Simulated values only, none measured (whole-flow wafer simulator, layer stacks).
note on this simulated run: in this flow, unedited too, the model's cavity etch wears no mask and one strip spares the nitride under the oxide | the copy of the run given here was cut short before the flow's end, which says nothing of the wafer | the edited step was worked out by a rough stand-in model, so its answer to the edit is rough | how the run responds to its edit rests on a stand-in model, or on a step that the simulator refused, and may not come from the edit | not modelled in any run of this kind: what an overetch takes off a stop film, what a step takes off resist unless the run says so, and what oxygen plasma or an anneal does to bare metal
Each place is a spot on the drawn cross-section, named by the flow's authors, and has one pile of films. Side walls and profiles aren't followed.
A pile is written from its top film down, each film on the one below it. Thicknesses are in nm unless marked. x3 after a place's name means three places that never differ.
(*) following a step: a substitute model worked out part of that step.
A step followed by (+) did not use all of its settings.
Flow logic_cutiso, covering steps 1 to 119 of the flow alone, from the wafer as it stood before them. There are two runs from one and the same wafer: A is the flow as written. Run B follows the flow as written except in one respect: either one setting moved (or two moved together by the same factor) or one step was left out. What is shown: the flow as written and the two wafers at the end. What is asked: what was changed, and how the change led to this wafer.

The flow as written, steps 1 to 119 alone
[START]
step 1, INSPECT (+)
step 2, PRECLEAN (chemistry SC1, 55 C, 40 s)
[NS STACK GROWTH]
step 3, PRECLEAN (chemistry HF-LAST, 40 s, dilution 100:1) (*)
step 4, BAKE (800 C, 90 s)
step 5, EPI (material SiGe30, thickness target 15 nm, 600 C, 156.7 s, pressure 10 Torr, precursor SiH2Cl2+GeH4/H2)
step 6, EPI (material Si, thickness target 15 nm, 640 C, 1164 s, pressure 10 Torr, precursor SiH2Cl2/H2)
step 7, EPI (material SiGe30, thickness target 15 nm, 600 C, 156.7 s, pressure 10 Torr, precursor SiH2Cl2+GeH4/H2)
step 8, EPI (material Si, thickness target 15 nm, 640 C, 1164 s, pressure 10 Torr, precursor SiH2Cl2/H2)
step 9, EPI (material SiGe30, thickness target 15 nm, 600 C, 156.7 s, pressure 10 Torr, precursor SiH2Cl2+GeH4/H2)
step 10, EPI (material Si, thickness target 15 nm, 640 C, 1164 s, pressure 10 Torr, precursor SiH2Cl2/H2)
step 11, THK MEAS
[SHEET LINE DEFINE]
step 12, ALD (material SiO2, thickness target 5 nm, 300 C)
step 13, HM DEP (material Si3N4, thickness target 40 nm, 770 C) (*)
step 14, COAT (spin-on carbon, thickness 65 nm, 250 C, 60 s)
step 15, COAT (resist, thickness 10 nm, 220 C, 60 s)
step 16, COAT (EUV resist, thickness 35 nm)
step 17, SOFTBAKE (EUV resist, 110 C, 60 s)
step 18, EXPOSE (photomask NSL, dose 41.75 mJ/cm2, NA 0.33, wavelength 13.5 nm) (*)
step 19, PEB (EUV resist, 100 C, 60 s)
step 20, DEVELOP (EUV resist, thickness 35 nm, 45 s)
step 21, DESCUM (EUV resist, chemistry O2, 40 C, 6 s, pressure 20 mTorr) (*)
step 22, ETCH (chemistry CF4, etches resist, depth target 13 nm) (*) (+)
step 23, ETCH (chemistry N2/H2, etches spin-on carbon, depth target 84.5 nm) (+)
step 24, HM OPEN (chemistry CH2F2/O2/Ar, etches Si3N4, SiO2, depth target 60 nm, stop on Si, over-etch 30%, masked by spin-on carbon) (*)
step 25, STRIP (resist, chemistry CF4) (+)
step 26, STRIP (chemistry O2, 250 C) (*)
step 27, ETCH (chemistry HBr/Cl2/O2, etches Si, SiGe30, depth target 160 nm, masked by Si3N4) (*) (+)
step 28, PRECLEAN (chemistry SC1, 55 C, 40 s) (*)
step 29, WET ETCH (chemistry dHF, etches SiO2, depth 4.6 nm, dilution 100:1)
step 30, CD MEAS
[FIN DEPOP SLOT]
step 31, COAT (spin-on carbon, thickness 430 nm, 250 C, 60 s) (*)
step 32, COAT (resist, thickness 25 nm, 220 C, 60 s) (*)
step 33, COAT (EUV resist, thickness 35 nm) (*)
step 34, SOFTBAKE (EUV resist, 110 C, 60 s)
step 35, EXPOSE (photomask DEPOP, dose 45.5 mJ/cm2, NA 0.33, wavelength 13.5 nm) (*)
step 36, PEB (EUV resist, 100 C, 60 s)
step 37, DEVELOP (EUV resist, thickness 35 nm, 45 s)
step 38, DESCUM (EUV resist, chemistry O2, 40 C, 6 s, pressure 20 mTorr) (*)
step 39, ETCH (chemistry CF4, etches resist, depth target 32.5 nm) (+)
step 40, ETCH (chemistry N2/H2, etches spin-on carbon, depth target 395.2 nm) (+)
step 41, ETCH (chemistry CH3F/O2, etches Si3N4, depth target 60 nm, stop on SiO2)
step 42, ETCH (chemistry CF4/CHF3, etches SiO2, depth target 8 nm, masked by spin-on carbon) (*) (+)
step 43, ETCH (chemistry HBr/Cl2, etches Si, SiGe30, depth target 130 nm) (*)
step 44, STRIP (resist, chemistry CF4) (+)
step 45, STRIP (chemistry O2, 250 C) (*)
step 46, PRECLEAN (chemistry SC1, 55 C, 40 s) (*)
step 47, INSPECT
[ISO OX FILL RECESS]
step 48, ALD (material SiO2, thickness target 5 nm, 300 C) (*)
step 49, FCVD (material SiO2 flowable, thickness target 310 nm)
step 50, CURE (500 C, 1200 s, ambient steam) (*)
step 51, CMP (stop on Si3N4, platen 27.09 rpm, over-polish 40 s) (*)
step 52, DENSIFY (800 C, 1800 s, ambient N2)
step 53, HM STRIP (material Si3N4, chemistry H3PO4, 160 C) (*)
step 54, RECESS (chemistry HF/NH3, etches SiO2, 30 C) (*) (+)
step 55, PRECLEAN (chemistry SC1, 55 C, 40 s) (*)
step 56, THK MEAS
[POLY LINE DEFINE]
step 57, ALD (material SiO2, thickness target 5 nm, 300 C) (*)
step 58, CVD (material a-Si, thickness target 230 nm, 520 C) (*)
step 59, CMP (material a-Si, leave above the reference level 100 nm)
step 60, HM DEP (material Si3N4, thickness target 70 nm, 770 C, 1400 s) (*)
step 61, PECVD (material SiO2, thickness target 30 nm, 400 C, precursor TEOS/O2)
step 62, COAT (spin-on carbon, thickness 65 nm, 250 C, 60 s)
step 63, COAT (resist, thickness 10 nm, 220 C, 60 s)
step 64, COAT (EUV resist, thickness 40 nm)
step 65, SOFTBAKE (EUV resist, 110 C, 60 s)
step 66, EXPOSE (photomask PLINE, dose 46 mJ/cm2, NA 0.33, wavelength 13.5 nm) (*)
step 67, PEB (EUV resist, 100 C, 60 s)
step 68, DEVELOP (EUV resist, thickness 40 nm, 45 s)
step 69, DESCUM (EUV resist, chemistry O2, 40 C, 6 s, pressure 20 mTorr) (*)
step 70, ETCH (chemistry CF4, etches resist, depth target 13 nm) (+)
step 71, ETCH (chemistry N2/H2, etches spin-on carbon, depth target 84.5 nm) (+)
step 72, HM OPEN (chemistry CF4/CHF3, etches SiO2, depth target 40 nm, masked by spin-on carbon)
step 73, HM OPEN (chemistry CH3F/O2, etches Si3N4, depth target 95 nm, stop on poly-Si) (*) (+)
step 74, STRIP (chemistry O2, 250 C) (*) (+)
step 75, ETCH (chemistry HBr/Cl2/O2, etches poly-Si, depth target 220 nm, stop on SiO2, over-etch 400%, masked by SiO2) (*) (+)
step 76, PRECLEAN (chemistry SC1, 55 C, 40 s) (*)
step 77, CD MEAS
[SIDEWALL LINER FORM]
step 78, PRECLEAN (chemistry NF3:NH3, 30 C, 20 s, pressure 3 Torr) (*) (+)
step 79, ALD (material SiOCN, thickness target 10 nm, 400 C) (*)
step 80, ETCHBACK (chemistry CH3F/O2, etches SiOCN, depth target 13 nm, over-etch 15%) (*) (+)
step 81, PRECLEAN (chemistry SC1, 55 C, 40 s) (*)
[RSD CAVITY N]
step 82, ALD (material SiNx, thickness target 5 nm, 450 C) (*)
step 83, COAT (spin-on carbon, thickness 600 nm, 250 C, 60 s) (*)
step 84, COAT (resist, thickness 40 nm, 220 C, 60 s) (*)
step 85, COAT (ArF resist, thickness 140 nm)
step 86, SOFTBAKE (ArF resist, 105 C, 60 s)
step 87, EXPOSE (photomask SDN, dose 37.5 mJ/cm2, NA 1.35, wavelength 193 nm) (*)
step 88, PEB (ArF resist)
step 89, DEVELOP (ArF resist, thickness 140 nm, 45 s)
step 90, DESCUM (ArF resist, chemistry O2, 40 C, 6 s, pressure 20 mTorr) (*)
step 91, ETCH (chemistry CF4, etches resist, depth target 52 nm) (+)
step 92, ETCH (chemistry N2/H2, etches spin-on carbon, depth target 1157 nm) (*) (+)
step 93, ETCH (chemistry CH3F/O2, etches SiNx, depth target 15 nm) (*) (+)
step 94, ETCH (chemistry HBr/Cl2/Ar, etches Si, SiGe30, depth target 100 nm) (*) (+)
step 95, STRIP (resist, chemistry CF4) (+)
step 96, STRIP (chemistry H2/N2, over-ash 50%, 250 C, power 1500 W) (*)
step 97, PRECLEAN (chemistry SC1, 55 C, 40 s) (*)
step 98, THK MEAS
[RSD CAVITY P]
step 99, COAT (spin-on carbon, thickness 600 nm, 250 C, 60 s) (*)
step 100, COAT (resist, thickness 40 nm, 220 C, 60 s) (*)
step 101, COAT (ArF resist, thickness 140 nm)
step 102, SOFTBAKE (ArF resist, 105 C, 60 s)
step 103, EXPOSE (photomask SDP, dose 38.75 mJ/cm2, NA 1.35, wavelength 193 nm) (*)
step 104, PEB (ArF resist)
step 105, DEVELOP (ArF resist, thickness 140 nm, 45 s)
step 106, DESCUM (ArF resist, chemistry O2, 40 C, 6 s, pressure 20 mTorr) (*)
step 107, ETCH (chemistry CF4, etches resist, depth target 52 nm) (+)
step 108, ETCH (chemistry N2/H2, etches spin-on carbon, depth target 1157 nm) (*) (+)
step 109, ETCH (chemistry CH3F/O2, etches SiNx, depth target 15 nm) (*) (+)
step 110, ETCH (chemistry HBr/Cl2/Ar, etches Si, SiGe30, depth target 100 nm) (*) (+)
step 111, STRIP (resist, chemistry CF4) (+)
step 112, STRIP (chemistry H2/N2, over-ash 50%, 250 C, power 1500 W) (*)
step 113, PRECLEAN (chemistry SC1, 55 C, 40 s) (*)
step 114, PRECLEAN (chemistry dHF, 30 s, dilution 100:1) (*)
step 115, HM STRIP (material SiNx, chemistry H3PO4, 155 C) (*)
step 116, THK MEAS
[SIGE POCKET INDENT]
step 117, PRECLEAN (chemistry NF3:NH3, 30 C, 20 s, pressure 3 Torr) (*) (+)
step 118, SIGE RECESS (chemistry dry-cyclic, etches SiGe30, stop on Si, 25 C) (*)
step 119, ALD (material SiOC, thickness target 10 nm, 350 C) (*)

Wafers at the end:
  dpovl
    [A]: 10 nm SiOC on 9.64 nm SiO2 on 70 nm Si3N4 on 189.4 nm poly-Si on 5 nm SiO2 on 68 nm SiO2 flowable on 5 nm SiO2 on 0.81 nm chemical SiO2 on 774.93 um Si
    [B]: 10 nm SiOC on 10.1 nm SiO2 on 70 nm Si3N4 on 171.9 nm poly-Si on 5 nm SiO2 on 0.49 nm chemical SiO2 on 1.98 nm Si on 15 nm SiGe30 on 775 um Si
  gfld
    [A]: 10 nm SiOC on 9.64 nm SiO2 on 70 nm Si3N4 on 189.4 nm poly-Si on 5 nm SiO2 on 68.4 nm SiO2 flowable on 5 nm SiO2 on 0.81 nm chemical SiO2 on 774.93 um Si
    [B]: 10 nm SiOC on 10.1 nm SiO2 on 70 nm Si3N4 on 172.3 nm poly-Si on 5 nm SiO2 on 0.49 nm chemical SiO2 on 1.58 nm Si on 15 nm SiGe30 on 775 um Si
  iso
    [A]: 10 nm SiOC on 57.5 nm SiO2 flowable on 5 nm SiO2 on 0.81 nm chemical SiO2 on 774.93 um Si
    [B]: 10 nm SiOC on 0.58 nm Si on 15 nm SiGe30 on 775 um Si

What caused this: step 27, ETCH: depth target 68 nm was run, whereas the flow has depth target 160 nm.

The path from the change to this, step by step:
  step 27, ETCH (chemistry HBr/Cl2/O2, etches Si, SiGe30, depth target 160 nm, masked by Si3N4) (*) (+)
      gfld, gxf, iso, lnri: A -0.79 chemical SiO2 (all of it), -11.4 Si (all of it), -15 SiGe30 (all of it), -15 Si (all of it), -15 SiGe30 (all of it), -15 Si (all of it), -15 SiGe30 (all of it), -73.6 Si | B -0.79 chemical SiO2 (all of it), -11.4 Si (all of it), -15 SiGe30 (all of it), -15 Si (all of it), -15 SiGe30 (all of it), -11.6 Si
      dpovl, nsgap: A -0.79 chemical SiO2 (all of it), -11.8 Si (all of it), -15 SiGe30 (all of it), -15 Si (all of it), -15 SiGe30 (all of it), -15 Si (all of it), -15 SiGe30 (all of it), -73.2 Si | B -0.79 chemical SiO2 (all of it), -11.8 Si (all of it), -15 SiGe30 (all of it), -15 Si (all of it), -15 SiGe30 (all of it), -11.2 Si
      (as well as at 16 more places)
  step 31, COAT (spin-on carbon, thickness 430 nm, 250 C, 60 s) (*)
      dpovl, nsgap: A +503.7 spin-on carbon (new film) | B +471.5 spin-on carbon (new film)
      glp, tap: A +380.2 spin-on carbon (new film) | B +401.9 spin-on carbon (new film)
      (as well as at 18 more places)
  step 32, COAT (resist, thickness 25 nm, 220 C, 60 s) (*)
      gfld, lnri: A +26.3 resist (new film) | B +25.7 resist (new film)
  step 40, ETCH (chemistry N2/H2, etches spin-on carbon, depth target 395.2 nm) (+)
      depop: A -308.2 spin-on carbon (all of it), -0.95 Si3N4 | B -359.7 spin-on carbon (all of it), -0.39 Si3N4
  step 41, ETCH (chemistry CH3F/O2, etches Si3N4, depth target 60 nm, stop on SiO2)
      gfld, gl, glp and 17 more: A -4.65 resist | B -6.43 resist
      depop: A -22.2 Si3N4 (all of it), -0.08 SiO2 | B -31.2 Si3N4 (all of it), -0.08 SiO2
      (as well as at 1 more place)
  step 42, ETCH (chemistry CF4/CHF3, etches SiO2, depth target 8 nm, masked by spin-on carbon) (*) (+)
      gfld: A -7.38 resist | B -5.41 resist (all of it), -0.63 spin-on carbon
      gxf: A -7.42 resist (all of it) | B -5.22 resist (all of it), -0.69 spin-on carbon
      (as well as at 18 more places)
  step 45, STRIP (chemistry O2, 250 C) (*)
      gfld, lnri: A +0.82 chemical SiO2 (new film), -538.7 spin-on carbon (all of it), -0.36 Si | B +0.8 chemical SiO2 (new film), -476.5 spin-on carbon (all of it), -0.35 Si
      glp, tap: A -347.6 spin-on carbon (all of it) | B -368.9 spin-on carbon (all of it)
      (as well as at 17 more places)
  step 49, FCVD (material SiO2 flowable, thickness target 310 nm)
      gl, glp, gxn and 10 more: A +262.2 SiO2 flowable (new film) | B +283 SiO2 flowable (new film)
      gfld, gxf, iso, lnri: A +453.9 SiO2 flowable (new film) | B +391.1 SiO2 flowable (new film)
      (as well as at 5 more places)
  step 50, CURE (500 C, 1200 s, ambient steam) (*)
      depop: A -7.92 SiO2 flowable | B -8.75 SiO2 flowable
      dpovl: A -7.92 SiO2 flowable | B -8.74 SiO2 flowable
      (as well as at 9 more places)
  step 51, CMP (stop on Si3N4, platen 27.09 rpm, over-polish 40 s) (*)
      dpovl, isow: A -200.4 SiO2 flowable | B -242.2 SiO2 flowable
      gxn, gxp: A -253 SiO2 flowable (all of it), -5 SiO2 (all of it), -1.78 Si3N4 | B -273.7 SiO2 flowable (all of it), -5 SiO2 (all of it), -1.78 Si3N4
      (as well as at 18 more places)
  step 52, DENSIFY (800 C, 1800 s, ambient N2)
      gfld, gxf, iso, lnri: A -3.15 SiO2 flowable | B -1.36 SiO2 flowable
      dpovl: A -2.82 SiO2 flowable | B -1.46 SiO2 flowable
      (as well as at 2 more places)
  step 53, HM STRIP (material Si3N4, chemistry H3PO4, 160 C) (*)
      gl, glp, gxn and 11 more: A -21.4 Si3N4 (all of it), -0.36 SiO2 | B -29.8 Si3N4 (all of it), -0.5 SiO2
      depop, dpovl, gfld, gxf, iso, isow, lnri, nsgap: A -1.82 SiO2 flowable | B -2.53 SiO2 flowable
  step 54, RECESS (chemistry HF/NH3, etches SiO2, 30 C) (*) (+)
      gfld, gxf, iso, lnri: A -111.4 SiO2 flowable | B -97.4 SiO2 flowable (all of it), -5 SiO2 (all of it), -0.8 chemical SiO2 (all of it)
      dpovl: A -111.5 SiO2 flowable | B -96.6 SiO2 flowable (all of it), -5 SiO2 (all of it), -0.8 chemical SiO2 (all of it)
      (as well as at 3 more places)
  step 55, PRECLEAN (chemistry SC1, 55 C, 40 s) (*)
      dpovl, gfld, gxf, iso, lnri, nsgap: A -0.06 SiO2 flowable | B +0.49 chemical SiO2 (new film), -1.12 Si
      isow: A nothing | B +0.49 chemical SiO2 (new film), -1.12 Si
  step 58, CVD (material a-Si, thickness target 230 nm, 520 C) (*)
      gfld, gxf, iso, lnri: A +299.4 a-Si (new film) | B +282.2 a-Si (new film)
      dpovl, nsgap: A +319.4 a-Si (new film) | B +301.9 a-Si (new film)
      (as well as at 1 more place)
  step 60, HM DEP (material Si3N4, thickness target 70 nm, 770 C, 1400 s) (*)
      gfld, gxf, iso, lnri: A +70 Si3N4 (new film), +189.4 poly-Si (new film), -189.4 a-Si (all of it) | B +70 Si3N4 (new film), +172.3 poly-Si (new film), -172.3 a-Si (all of it)
      dpovl, nsgap: A +70 Si3N4 (new film), +189.4 poly-Si (new film), -189.4 a-Si (all of it) | B +70 Si3N4 (new film), +171.9 poly-Si (new film), -171.9 a-Si (all of it)
      (as well as at 1 more place)
  ... 7 other steps ...
  step 117, PRECLEAN (chemistry NF3:NH3, 30 C, 20 s, pressure 3 Torr) (*) (+)
      iso: A -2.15 SiO2 flowable | B -0.5 chemical SiO2 (all of it)
